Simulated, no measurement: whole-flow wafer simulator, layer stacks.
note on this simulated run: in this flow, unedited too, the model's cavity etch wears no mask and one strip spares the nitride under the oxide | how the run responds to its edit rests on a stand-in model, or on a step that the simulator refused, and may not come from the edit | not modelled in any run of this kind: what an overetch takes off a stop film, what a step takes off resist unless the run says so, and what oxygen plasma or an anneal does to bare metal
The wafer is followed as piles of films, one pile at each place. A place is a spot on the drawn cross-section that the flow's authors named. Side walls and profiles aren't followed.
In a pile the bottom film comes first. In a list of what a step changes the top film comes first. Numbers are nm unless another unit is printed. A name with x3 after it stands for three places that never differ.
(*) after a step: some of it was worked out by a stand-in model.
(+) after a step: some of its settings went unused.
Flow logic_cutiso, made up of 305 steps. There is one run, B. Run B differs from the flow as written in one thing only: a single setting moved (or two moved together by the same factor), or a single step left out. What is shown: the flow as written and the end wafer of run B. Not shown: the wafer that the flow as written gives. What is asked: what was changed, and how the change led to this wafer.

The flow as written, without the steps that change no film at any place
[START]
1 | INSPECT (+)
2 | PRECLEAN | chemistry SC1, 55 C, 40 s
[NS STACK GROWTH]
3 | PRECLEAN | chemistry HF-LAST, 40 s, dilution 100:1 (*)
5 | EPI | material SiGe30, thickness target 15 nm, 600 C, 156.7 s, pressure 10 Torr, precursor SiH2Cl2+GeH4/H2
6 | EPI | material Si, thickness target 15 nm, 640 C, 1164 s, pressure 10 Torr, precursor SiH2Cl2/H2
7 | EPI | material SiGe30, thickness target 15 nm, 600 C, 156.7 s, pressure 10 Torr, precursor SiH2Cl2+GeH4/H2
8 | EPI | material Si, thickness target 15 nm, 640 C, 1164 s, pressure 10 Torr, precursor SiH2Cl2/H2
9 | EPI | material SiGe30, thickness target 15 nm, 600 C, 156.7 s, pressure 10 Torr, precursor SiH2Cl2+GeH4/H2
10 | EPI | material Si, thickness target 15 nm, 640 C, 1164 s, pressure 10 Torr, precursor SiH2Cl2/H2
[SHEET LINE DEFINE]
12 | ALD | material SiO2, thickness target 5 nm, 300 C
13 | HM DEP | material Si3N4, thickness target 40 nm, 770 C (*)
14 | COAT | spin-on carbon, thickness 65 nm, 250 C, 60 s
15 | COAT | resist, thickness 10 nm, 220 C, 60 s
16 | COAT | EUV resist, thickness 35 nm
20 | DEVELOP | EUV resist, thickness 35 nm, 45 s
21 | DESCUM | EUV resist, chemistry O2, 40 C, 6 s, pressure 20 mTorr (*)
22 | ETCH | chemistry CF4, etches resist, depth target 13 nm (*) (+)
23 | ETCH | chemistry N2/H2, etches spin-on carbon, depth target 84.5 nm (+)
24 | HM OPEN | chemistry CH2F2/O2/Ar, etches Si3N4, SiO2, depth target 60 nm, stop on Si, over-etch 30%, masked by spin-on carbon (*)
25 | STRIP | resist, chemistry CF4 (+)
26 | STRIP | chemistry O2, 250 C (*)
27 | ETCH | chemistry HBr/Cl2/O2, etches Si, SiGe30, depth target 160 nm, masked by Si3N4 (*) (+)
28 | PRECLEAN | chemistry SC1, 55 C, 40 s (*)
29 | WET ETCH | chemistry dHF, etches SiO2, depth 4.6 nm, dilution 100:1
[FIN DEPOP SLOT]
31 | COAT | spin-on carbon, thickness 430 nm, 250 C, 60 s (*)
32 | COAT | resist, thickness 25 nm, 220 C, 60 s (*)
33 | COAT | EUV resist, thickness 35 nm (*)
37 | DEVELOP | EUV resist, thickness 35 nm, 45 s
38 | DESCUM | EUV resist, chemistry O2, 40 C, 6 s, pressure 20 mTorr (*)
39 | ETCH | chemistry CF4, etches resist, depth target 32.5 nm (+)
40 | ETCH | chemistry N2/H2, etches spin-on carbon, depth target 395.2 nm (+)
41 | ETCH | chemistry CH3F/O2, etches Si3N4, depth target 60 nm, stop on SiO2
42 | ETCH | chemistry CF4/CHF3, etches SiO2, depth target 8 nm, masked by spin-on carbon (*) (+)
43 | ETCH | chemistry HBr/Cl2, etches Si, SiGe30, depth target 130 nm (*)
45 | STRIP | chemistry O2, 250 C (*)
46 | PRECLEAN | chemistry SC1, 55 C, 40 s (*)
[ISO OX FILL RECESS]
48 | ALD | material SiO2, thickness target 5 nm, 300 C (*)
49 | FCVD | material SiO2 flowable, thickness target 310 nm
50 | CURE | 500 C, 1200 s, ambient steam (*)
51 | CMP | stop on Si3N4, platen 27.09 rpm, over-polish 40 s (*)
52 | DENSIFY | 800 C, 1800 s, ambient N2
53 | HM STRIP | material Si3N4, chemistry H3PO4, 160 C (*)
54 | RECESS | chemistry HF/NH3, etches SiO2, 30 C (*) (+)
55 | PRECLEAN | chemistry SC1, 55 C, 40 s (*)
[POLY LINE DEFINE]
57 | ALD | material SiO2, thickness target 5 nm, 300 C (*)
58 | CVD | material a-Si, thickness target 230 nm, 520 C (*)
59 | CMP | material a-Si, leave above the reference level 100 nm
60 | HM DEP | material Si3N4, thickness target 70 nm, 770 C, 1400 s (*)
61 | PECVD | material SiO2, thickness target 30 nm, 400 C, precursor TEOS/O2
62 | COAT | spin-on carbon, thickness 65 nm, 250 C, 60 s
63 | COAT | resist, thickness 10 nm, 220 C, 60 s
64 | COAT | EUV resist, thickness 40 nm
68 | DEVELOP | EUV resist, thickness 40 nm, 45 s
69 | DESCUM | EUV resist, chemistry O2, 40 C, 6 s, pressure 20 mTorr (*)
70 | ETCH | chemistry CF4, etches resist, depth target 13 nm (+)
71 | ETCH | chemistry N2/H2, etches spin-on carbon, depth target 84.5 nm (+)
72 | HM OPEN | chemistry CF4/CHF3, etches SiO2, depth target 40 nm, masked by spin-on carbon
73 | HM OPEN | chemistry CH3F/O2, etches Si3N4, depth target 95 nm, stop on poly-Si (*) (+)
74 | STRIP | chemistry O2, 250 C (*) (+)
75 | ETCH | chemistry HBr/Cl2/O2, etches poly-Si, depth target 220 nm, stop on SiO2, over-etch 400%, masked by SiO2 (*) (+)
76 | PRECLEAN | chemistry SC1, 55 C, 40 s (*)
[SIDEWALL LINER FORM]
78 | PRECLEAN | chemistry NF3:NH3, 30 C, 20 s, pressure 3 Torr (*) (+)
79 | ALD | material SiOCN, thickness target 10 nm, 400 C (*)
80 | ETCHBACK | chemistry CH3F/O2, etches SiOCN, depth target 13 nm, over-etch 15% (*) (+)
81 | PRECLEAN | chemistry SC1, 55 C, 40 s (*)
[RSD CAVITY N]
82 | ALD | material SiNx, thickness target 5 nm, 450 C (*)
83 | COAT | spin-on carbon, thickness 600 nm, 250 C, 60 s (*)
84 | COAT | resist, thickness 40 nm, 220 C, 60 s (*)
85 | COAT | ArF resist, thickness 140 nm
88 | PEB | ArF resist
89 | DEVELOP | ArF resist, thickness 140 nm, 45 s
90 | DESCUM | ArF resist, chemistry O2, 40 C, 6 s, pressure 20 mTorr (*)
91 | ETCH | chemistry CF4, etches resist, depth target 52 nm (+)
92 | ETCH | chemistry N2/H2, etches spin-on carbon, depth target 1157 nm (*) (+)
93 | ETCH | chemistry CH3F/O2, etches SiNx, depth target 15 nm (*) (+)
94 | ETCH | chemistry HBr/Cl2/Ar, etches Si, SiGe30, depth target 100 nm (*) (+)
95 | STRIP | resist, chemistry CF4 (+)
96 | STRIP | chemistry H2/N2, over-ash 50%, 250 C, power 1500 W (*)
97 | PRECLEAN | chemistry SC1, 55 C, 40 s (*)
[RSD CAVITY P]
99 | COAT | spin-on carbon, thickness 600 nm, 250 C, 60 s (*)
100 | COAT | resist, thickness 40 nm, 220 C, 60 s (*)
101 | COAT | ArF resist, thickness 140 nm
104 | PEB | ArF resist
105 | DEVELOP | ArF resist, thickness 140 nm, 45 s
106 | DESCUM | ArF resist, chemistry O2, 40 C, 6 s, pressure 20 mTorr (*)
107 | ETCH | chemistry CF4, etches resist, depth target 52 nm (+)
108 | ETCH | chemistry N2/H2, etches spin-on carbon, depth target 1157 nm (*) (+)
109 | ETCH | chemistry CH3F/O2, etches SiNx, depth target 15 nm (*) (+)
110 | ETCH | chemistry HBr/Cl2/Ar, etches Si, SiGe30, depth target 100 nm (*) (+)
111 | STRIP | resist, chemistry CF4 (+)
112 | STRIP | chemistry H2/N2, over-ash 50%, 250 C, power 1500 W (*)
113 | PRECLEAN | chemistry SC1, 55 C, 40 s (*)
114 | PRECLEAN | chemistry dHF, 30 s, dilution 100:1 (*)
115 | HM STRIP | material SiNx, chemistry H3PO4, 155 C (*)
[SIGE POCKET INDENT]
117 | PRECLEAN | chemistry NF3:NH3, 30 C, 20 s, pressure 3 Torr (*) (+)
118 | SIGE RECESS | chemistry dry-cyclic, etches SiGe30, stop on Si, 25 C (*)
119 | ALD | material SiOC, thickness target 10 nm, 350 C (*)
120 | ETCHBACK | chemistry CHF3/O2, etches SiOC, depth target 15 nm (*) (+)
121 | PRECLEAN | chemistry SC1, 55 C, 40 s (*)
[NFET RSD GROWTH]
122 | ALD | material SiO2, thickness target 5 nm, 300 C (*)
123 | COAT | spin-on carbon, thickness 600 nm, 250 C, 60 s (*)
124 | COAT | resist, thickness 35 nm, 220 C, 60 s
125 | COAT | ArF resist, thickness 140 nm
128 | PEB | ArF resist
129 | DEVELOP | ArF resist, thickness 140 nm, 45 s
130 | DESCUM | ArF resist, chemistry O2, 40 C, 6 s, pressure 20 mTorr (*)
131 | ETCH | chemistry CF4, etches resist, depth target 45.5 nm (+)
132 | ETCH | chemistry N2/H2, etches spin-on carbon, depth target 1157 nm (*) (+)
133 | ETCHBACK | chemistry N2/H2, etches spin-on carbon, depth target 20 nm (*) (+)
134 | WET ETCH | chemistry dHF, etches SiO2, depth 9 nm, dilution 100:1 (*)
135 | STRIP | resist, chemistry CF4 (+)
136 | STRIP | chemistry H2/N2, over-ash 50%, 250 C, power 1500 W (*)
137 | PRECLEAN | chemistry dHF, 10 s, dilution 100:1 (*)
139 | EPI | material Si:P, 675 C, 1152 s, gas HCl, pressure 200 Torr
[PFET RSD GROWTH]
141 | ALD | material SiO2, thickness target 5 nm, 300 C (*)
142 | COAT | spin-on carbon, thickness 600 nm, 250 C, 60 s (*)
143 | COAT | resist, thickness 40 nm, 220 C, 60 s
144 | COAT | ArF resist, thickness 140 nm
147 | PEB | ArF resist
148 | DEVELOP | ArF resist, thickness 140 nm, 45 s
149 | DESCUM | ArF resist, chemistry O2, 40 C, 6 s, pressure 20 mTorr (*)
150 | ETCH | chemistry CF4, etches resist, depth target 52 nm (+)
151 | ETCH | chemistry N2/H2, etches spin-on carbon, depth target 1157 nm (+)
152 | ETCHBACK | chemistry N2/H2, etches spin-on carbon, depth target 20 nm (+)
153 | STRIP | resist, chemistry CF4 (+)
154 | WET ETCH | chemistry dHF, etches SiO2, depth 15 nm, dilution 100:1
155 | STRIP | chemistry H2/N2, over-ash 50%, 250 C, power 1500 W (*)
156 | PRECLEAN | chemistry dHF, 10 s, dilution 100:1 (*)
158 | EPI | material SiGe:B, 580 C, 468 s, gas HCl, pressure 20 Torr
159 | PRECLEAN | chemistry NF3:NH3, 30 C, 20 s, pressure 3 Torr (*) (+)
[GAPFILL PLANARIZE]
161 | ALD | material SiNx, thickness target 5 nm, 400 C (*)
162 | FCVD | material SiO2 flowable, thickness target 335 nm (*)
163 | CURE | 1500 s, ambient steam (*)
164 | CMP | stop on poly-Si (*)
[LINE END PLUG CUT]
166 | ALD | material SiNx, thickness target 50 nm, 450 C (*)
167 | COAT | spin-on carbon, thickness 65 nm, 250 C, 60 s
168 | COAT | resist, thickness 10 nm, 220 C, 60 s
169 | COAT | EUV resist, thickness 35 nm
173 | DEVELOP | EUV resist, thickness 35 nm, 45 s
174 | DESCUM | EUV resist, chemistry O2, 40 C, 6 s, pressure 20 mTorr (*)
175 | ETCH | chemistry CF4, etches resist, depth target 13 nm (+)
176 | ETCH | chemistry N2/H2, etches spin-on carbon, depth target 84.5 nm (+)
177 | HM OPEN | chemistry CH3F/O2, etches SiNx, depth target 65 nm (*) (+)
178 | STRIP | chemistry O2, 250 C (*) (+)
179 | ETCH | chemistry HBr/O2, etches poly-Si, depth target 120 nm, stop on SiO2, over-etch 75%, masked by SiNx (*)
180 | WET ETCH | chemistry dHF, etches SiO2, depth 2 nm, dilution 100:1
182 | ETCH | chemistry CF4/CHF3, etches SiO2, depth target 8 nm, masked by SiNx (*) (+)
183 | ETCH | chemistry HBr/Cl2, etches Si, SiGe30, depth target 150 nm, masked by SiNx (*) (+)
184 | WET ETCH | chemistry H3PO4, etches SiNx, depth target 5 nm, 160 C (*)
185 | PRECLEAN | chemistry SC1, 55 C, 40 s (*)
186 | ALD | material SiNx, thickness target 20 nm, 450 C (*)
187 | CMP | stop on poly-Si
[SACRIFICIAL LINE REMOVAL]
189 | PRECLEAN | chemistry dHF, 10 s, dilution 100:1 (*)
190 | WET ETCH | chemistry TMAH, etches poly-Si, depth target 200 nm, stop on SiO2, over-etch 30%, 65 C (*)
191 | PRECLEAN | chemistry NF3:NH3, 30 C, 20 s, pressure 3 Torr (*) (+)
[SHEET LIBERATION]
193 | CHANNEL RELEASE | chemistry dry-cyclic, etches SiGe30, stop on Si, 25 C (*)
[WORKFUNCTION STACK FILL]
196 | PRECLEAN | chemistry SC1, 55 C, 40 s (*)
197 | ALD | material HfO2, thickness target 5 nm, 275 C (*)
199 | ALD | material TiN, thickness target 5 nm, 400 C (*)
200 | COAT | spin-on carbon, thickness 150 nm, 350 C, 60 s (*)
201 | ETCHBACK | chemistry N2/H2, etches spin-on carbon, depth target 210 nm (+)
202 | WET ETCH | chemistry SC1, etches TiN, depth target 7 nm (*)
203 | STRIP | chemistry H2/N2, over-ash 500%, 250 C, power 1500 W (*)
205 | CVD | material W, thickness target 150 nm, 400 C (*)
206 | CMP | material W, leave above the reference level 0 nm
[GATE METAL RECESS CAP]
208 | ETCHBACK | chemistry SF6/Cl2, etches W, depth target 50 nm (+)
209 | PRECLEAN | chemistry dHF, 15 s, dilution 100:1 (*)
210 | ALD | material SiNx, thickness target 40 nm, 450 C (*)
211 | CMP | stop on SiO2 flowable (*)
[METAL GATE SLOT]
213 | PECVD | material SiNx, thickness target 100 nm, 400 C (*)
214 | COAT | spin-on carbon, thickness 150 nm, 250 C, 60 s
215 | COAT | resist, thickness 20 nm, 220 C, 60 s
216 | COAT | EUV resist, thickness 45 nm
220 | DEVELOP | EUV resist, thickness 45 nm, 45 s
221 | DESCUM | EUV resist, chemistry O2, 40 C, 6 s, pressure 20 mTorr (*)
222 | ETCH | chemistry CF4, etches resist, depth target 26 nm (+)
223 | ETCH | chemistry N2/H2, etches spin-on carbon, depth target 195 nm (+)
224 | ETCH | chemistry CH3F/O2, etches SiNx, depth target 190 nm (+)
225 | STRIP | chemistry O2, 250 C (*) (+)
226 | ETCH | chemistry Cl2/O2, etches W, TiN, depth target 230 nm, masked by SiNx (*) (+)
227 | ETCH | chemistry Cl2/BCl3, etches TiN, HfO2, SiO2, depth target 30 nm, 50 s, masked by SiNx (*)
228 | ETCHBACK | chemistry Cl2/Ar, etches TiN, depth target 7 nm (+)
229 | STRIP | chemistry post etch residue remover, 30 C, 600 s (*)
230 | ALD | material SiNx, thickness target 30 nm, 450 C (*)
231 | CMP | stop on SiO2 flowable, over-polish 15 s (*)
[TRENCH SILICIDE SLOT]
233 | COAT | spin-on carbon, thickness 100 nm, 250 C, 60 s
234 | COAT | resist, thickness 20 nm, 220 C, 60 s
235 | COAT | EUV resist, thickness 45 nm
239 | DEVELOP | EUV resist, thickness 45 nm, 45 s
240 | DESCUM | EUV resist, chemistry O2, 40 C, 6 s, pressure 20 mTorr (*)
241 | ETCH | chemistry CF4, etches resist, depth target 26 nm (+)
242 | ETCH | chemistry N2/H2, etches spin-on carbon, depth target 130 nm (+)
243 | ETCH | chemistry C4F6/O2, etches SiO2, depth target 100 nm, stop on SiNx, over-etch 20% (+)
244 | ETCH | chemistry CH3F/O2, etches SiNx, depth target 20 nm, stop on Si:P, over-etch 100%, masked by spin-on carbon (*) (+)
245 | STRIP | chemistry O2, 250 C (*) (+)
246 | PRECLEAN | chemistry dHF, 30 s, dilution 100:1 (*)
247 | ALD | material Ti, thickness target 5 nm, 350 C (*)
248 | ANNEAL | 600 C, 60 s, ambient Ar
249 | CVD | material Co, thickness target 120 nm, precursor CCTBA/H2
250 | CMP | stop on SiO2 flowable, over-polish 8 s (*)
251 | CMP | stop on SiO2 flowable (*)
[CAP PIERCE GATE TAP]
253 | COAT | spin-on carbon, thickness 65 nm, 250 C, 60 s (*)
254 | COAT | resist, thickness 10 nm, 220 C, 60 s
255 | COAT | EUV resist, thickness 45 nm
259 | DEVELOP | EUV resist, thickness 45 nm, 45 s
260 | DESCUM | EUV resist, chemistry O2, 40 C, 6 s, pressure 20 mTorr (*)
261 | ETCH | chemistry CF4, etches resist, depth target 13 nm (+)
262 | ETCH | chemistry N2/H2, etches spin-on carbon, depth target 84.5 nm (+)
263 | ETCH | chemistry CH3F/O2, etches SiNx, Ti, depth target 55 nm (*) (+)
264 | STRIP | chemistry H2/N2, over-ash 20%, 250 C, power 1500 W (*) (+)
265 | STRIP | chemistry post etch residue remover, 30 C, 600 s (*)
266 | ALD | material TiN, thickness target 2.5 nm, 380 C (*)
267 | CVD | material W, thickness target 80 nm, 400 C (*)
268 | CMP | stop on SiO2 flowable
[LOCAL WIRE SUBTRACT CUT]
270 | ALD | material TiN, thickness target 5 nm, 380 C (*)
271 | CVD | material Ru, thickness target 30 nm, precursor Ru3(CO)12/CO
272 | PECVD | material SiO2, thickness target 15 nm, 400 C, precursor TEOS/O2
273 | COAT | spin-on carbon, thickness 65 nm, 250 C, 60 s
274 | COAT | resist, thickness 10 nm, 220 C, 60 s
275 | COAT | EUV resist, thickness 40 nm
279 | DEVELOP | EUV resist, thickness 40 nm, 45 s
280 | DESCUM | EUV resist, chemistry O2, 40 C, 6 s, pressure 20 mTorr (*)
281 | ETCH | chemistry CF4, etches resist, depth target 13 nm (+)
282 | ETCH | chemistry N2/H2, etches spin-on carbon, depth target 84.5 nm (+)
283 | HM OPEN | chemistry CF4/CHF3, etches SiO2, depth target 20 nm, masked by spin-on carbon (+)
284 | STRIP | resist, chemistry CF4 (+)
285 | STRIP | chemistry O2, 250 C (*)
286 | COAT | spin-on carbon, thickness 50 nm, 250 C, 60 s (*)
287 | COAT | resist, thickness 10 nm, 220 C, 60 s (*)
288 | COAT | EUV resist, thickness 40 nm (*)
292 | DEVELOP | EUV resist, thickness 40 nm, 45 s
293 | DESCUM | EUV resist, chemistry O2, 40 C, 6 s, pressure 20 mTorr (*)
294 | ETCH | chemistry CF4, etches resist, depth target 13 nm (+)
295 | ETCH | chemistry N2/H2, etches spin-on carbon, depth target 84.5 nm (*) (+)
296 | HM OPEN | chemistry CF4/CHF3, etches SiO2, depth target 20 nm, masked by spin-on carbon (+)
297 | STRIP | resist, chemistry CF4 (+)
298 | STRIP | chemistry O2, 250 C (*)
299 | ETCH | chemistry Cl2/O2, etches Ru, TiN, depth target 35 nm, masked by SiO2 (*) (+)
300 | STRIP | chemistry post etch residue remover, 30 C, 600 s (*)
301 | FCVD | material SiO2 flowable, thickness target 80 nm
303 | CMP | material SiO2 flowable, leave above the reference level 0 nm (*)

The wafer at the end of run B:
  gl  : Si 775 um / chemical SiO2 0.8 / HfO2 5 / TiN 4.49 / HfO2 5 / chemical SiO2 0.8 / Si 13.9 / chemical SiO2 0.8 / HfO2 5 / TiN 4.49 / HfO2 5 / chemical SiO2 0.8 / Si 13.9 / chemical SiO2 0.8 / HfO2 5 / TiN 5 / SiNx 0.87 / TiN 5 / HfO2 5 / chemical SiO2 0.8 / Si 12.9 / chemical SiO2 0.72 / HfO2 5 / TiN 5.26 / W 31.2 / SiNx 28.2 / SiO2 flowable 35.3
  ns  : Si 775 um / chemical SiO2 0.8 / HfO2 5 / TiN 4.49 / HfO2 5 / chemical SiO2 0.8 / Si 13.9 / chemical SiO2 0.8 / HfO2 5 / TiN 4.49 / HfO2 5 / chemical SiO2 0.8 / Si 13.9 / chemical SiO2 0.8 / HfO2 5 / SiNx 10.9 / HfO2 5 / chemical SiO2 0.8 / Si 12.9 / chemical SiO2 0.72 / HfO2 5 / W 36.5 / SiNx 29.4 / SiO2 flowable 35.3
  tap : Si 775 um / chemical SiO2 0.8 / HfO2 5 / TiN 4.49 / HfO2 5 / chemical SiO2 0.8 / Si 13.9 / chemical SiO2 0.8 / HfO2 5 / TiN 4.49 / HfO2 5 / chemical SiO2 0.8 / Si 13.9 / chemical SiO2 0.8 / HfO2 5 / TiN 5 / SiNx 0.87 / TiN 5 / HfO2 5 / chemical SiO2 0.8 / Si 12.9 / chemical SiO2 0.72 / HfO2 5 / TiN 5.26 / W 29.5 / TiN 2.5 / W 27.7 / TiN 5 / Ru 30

Cause: step 9, EPI: thickness target 21.4 nm was run, while the flow as written has thickness target 15 nm; step 9, EPI: 223.3 s was run, where the flow has 156.7 s.

How this came from the change, step by step:
  9 | EPI | material SiGe30, thickness target 15 nm, 600 C, 156.7 s, pressure 10 Torr, precursor SiH2Cl2+GeH4/H2
      depop, dpovl, gfld and 19 more: +21.4 SiGe30 (new film) (as written it would have been: +15 SiGe30 (new film))
  27 | ETCH | chemistry HBr/Cl2/O2, etches Si, SiGe30, depth target 160 nm, masked by Si3N4 (*) (+)
      gfld, gxf, iso, lnri: -0.79 chemical SiO2 (all of it), -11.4 Si (all of it), -21.4 SiGe30 (all of it), -15 Si (all of it), -15 SiGe30 (all of it), -15 Si (all of it), -15 SiGe30 (all of it), -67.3 Si (as written it would have been: -0.79 chemical SiO2 (all of it), -11.4 Si (all of it), -15 SiGe30 (all of it), -15 Si (all of it), -15 SiGe30 (all of it), -15 Si (all of it), -15 SiGe30 (all of it), -73.6 Si)
      dpovl, nsgap: -0.79 chemical SiO2 (all of it), -11.8 Si (all of it), -21.4 SiGe30 (all of it), -15 Si (all of it), -15 SiGe30 (all of it), -15 Si (all of it), -15 SiGe30 (all of it), -66.9 Si (as written it would have been: -0.79 chemical SiO2 (all of it), -11.8 Si (all of it), -15 SiGe30 (all of it), -15 Si (all of it), -15 SiGe30 (all of it), -15 Si (all of it), -15 SiGe30 (all of it), -73.2 Si)
      (also at 1 further place)
  43 | ETCH | chemistry HBr/Cl2, etches Si, SiGe30, depth target 130 nm (*)
      depop: -14 Si (all of it), -21.4 SiGe30 (all of it), -15 Si (all of it), -15 SiGe30 (all of it), -15 Si (all of it), -15 SiGe30 (all of it), -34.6 Si (as written it would have been: -14 Si (all of it), -15 SiGe30 (all of it), -15 Si (all of it), -15 SiGe30 (all of it), -15 Si (all of it), -15 SiGe30 (all of it), -41 Si)
  94 | ETCH | chemistry HBr/Cl2/Ar, etches Si, SiGe30, depth target 100 nm (*) (+)
      rsdn, rsdx: -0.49 chemical SiO2 (all of it), -12.8 Si (all of it), -21.4 SiGe30 (all of it), -15 Si (all of it), -15 SiGe30 (all of it), -15 Si (all of it), -15 SiGe30 (all of it), -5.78 Si (as written it would have been: -0.49 chemical SiO2 (all of it), -12.8 Si (all of it), -15 SiGe30 (all of it), -15 Si (all of it), -15 SiGe30 (all of it), -15 Si (all of it), -15 SiGe30 (all of it), -12.2 Si)
  110 | ETCH | chemistry HBr/Cl2/Ar, etches Si, SiGe30, depth target 100 nm (*) (+)
      rsdp, rsdw: -0.49 chemical SiO2 (all of it), -12.8 Si (all of it), -21.4 SiGe30 (all of it), -15 Si (all of it), -15 SiGe30 (all of it), -15 Si (all of it), -15 SiGe30 (all of it), -5.78 Si (as written it would have been: -0.49 chemical SiO2 (all of it), -12.8 Si (all of it), -15 SiGe30 (all of it), -15 Si (all of it), -15 SiGe30 (all of it), -15 Si (all of it), -15 SiGe30 (all of it), -12.2 Si)
  118 | SIGE RECESS | chemistry dry-cyclic, etches SiGe30, stop on Si, 25 C (*)
      lnr, lnrp, lnrt: -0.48 SiOCN, -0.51 Si, +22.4 cavity (new film), -21.4 SiGe30 (all of it), -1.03 Si, +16 cavity (new film), -15 SiGe30 (all of it), -1.03 Si, +16 cavity (new film), -15 SiGe30 (all of it), -0.51 Si (as written it would have been: -0.48 SiOCN, -0.51 Si, +16 cavity (new film), -15 SiGe30 (all of it), -1.03 Si, +16 cavity (new film), -15 SiGe30 (all of it), -1.03 Si, +16 cavity (new film), -15 SiGe30 (all of it), -0.51 Si)
  119 | ALD | material SiOC, thickness target 10 nm, 350 C (*)
      lnr, lnrp, lnrt: +10 SiOC (new film), +22.4 SiOC (new film), -22.4 cavity (all of it), +16 SiOC (new film), -16 cavity (all of it), +16 SiOC (new film), -16 cavity (all of it) (as written it would have been: +10 SiOC (new film), +16 SiOC (new film), -16 cavity (all of it), +16 SiOC (new film), -16 cavity (all of it), +16 SiOC (new film), -16 cavity (all of it))
  183 | ETCH | chemistry HBr/Cl2, etches Si, SiGe30, depth target 150 nm, masked by SiNx (*) (+)
      plug: -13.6 Si (all of it), -21.4 SiGe30 (all of it), -15 Si (all of it), -15 SiGe30 (all of it), -15 Si (all of it), -15 SiGe30 (all of it), -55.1 Si (as written it would have been: -13.6 Si (all of it), -15 SiGe30 (all of it), -15 Si (all of it), -15 SiGe30 (all of it), -15 Si (all of it), -15 SiGe30 (all of it), -61.4 Si)
  193 | CHANNEL RELEASE | chemistry dry-cyclic, etches SiGe30, stop on Si, 25 C (*)
      gl, glp, gxn, gxp, ns, tap: +0.8 chemical SiO2 (new film), -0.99 Si, +0.8 chemical SiO2 (new film), +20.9 cavity (new film), +0.8 chemical SiO2 (new film), -21.4 SiGe30 (all of it), -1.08 Si, +0.8 chemical SiO2 (new film), +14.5 cavity (new film), +0.8 chemical SiO2 (new film), -15 SiGe30 (all of it), -1.08 Si, +0.8 chemical SiO2 (new film), +14.5 cavity (new film), +0.8 chemical SiO2 (new film), -15 SiGe30 (all of it), -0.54 Si (as written it would have been: +0.8 chemical SiO2 (new film), -0.99 Si, +0.8 chemical SiO2 (new film), +14.5 cavity (new film), +0.8 chemical SiO2 (new film), -15 SiGe30 (all of it), -1.08 Si, +0.8 chemical SiO2 (new film), +14.5 cavity (new film), +0.8 chemical SiO2 (new film), -15 SiGe30 (all of it), -1.08 Si, +0.8 chemical SiO2 (new film), +14.5 cavity (new film), +0.8 chemical SiO2 (new film), -15 SiGe30 (all of it), -0.54 Si)
  199 | ALD | material TiN, thickness target 5 nm, 400 C (*)
      gl, glp, tap: +5.26 TiN (new film), +5 TiN (new film), -10 cavity, +5 TiN (new film), +4.49 TiN (new film), -4.49 cavity (all of it), +4.49 TiN (new film), -4.49 cavity (all of it) (as written it would have been: +5.26 TiN (new film), +4.49 TiN (new film), -4.49 cavity (all of it), +4.49 TiN (new film), -4.49 cavity (all of it), +4.49 TiN (new film), -4.49 cavity (all of it))
      gxn, gxp, ns: +5 TiN (new film), +5 TiN (new film), -10 cavity, +5 TiN (new film), +4.49 TiN (new film), -4.49 cavity (all of it), +4.49 TiN (new film), -4.49 cavity (all of it) (as written it would have been: +5 TiN (new film), +4.49 TiN (new film), -4.49 cavity (all of it), +4.49 TiN (new film), -4.49 cavity (all of it), +4.49 TiN (new film), -4.49 cavity (all of it))
  202 | WET ETCH | chemistry SC1, etches TiN, depth target 7 nm (*)
      ns: -5 TiN (all of it), -5 TiN (all of it), +10 cavity, -5 TiN (all of it) (as written it would have been: -5 TiN (all of it))
  210 | ALD | material SiNx, thickness target 40 nm, 450 C (*)
      gl, glp, gxn, gxp, tap: +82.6 SiNx (new film), +0.87 SiNx (new film), -0.87 cavity (all of it) (as written it would have been: +82.6 SiNx (new film))
      ns: +40 SiNx (new film), +10.9 SiNx (new film), -10.9 cavity (all of it) (as written it would have been: +40 SiNx (new film))
With metal films that touch counted as one body, gl has 5 bodies (between them, from the top down: HfO2 5 / chemical SiO2 0.72 / Si 12.9 / chemical SiO2 0.8 / HfO2 5; SiNx 0.87; HfO2 5 / chemical SiO2 0.8 / Si 13.9 / chemical SiO2 0.8 / HfO2 5; HfO2 5 / chemical SiO2 0.8 / Si 13.9 / chemical SiO2 0.8 / HfO2 5); the flow as written gives 4 bodies (between them, from the top down: HfO2 5 / chemical SiO2 0.72 / Si 12.9 / chemical SiO2 0.8 / HfO2 5; HfO2 5 / chemical SiO2 0.8 / Si 13.9 / chemical SiO2 0.8 / HfO2 5; HfO2 5 / chemical SiO2 0.8 / Si 13.9 / chemical SiO2 0.8 / HfO2 5).
With metal films that touch counted as one body, ns has 3 bodies (between them, from the top down: HfO2 5 / chemical SiO2 0.72 / Si 12.9 / chemical SiO2 0.8 / HfO2 5 / SiNx 10.9 / HfO2 5 / chemical SiO2 0.8 / Si 13.9 / chemical SiO2 0.8 / HfO2 5; HfO2 5 / chemical SiO2 0.8 / Si 13.9 / chemical SiO2 0.8 / HfO2 5); the flow as written gives 4 bodies (between them, from the top down: HfO2 5 / chemical SiO2 0.72 / Si 12.9 / chemical SiO2 0.8 / HfO2 5; HfO2 5 / chemical SiO2 0.8 / Si 13.9 / chemical SiO2 0.8 / HfO2 5; HfO2 5 / chemical SiO2 0.8 / Si 13.9 / chemical SiO2 0.8 / HfO2 5).
With metal films that touch counted as one body, tap has 5 bodies (between them, from the top down: HfO2 5 / chemical SiO2 0.72 / Si 12.9 / chemical SiO2 0.8 / HfO2 5; SiNx 0.87; HfO2 5 / chemical SiO2 0.8 / Si 13.9 / chemical SiO2 0.8 / HfO2 5; HfO2 5 / chemical SiO2 0.8 / Si 13.9 / chemical SiO2 0.8 / HfO2 5); the flow as written gives 4 bodies (between them, from the top down: HfO2 5 / chemical SiO2 0.72 / Si 12.9 / chemical SiO2 0.8 / HfO2 5; HfO2 5 / chemical SiO2 0.8 / Si 13.9 / chemical SiO2 0.8 / HfO2 5; HfO2 5 / chemical SiO2 0.8 / Si 13.9 / chemical SiO2 0.8 / HfO2 5).
